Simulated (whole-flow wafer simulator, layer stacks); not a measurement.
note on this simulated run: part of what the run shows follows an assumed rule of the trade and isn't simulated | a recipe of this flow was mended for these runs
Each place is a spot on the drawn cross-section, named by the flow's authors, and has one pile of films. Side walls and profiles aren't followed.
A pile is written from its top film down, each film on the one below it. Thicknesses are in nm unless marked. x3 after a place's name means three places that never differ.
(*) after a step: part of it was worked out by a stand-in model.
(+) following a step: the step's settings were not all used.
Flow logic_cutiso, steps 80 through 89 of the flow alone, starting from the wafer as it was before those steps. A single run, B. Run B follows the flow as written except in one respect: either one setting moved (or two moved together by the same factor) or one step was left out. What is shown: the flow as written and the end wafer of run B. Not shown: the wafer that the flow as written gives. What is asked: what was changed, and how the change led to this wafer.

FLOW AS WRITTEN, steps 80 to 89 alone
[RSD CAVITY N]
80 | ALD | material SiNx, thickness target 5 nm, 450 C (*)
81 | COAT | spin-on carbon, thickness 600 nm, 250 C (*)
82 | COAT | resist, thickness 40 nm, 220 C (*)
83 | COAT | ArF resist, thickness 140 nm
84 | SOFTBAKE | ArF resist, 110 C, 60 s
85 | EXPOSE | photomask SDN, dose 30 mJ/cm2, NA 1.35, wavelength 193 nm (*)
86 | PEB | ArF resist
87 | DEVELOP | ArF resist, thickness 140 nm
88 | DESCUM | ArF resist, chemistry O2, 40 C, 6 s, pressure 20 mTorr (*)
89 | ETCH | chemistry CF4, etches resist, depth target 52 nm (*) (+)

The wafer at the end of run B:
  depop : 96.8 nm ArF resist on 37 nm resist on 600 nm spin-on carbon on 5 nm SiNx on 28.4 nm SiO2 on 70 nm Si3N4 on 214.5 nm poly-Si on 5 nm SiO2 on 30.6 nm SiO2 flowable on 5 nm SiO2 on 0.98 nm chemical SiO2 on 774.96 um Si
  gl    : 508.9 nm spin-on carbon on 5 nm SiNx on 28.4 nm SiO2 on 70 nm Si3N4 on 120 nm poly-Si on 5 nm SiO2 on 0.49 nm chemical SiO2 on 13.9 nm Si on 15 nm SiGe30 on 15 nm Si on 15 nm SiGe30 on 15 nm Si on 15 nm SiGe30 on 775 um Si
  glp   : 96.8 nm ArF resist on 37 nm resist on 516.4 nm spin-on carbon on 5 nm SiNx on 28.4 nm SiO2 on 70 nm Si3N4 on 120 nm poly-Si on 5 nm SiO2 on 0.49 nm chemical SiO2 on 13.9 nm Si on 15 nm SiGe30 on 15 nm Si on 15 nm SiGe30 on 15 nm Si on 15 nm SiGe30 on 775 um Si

Cause: step 82, COAT: thickness 37 nm was run, while the flow as written has thickness 40 nm.
The wafer itself shows it: depop has resist 37, and step 82 as written asks for 40 nm.

The path from the change to this, step by step:
  82 | COAT | resist, thickness 40 nm, 220 C (*)
      depop, dpovl x3, gl and 15 more: +37 resist (new film) (in the flow as written it would be: +40 resist (new film))
      gfld, lnri: +37.1 resist (new film) (in the flow as written it would be: +40.1 resist (new film))
  89 | ETCH | chemistry CF4, etches resist, depth target 52 nm (*) (+)
      lnrt, rsdn, tap: -37 resist (all of it), -7.51 spin-on carbon (in the flow as written it would be: -40 resist (all of it), -6.01 spin-on carbon)
      lnr, rsdx: -37 resist (all of it), -7.49 spin-on carbon (in the flow as written it would be: -40 resist (all of it), -5.99 spin-on carbon)
      (also at 2 further places)
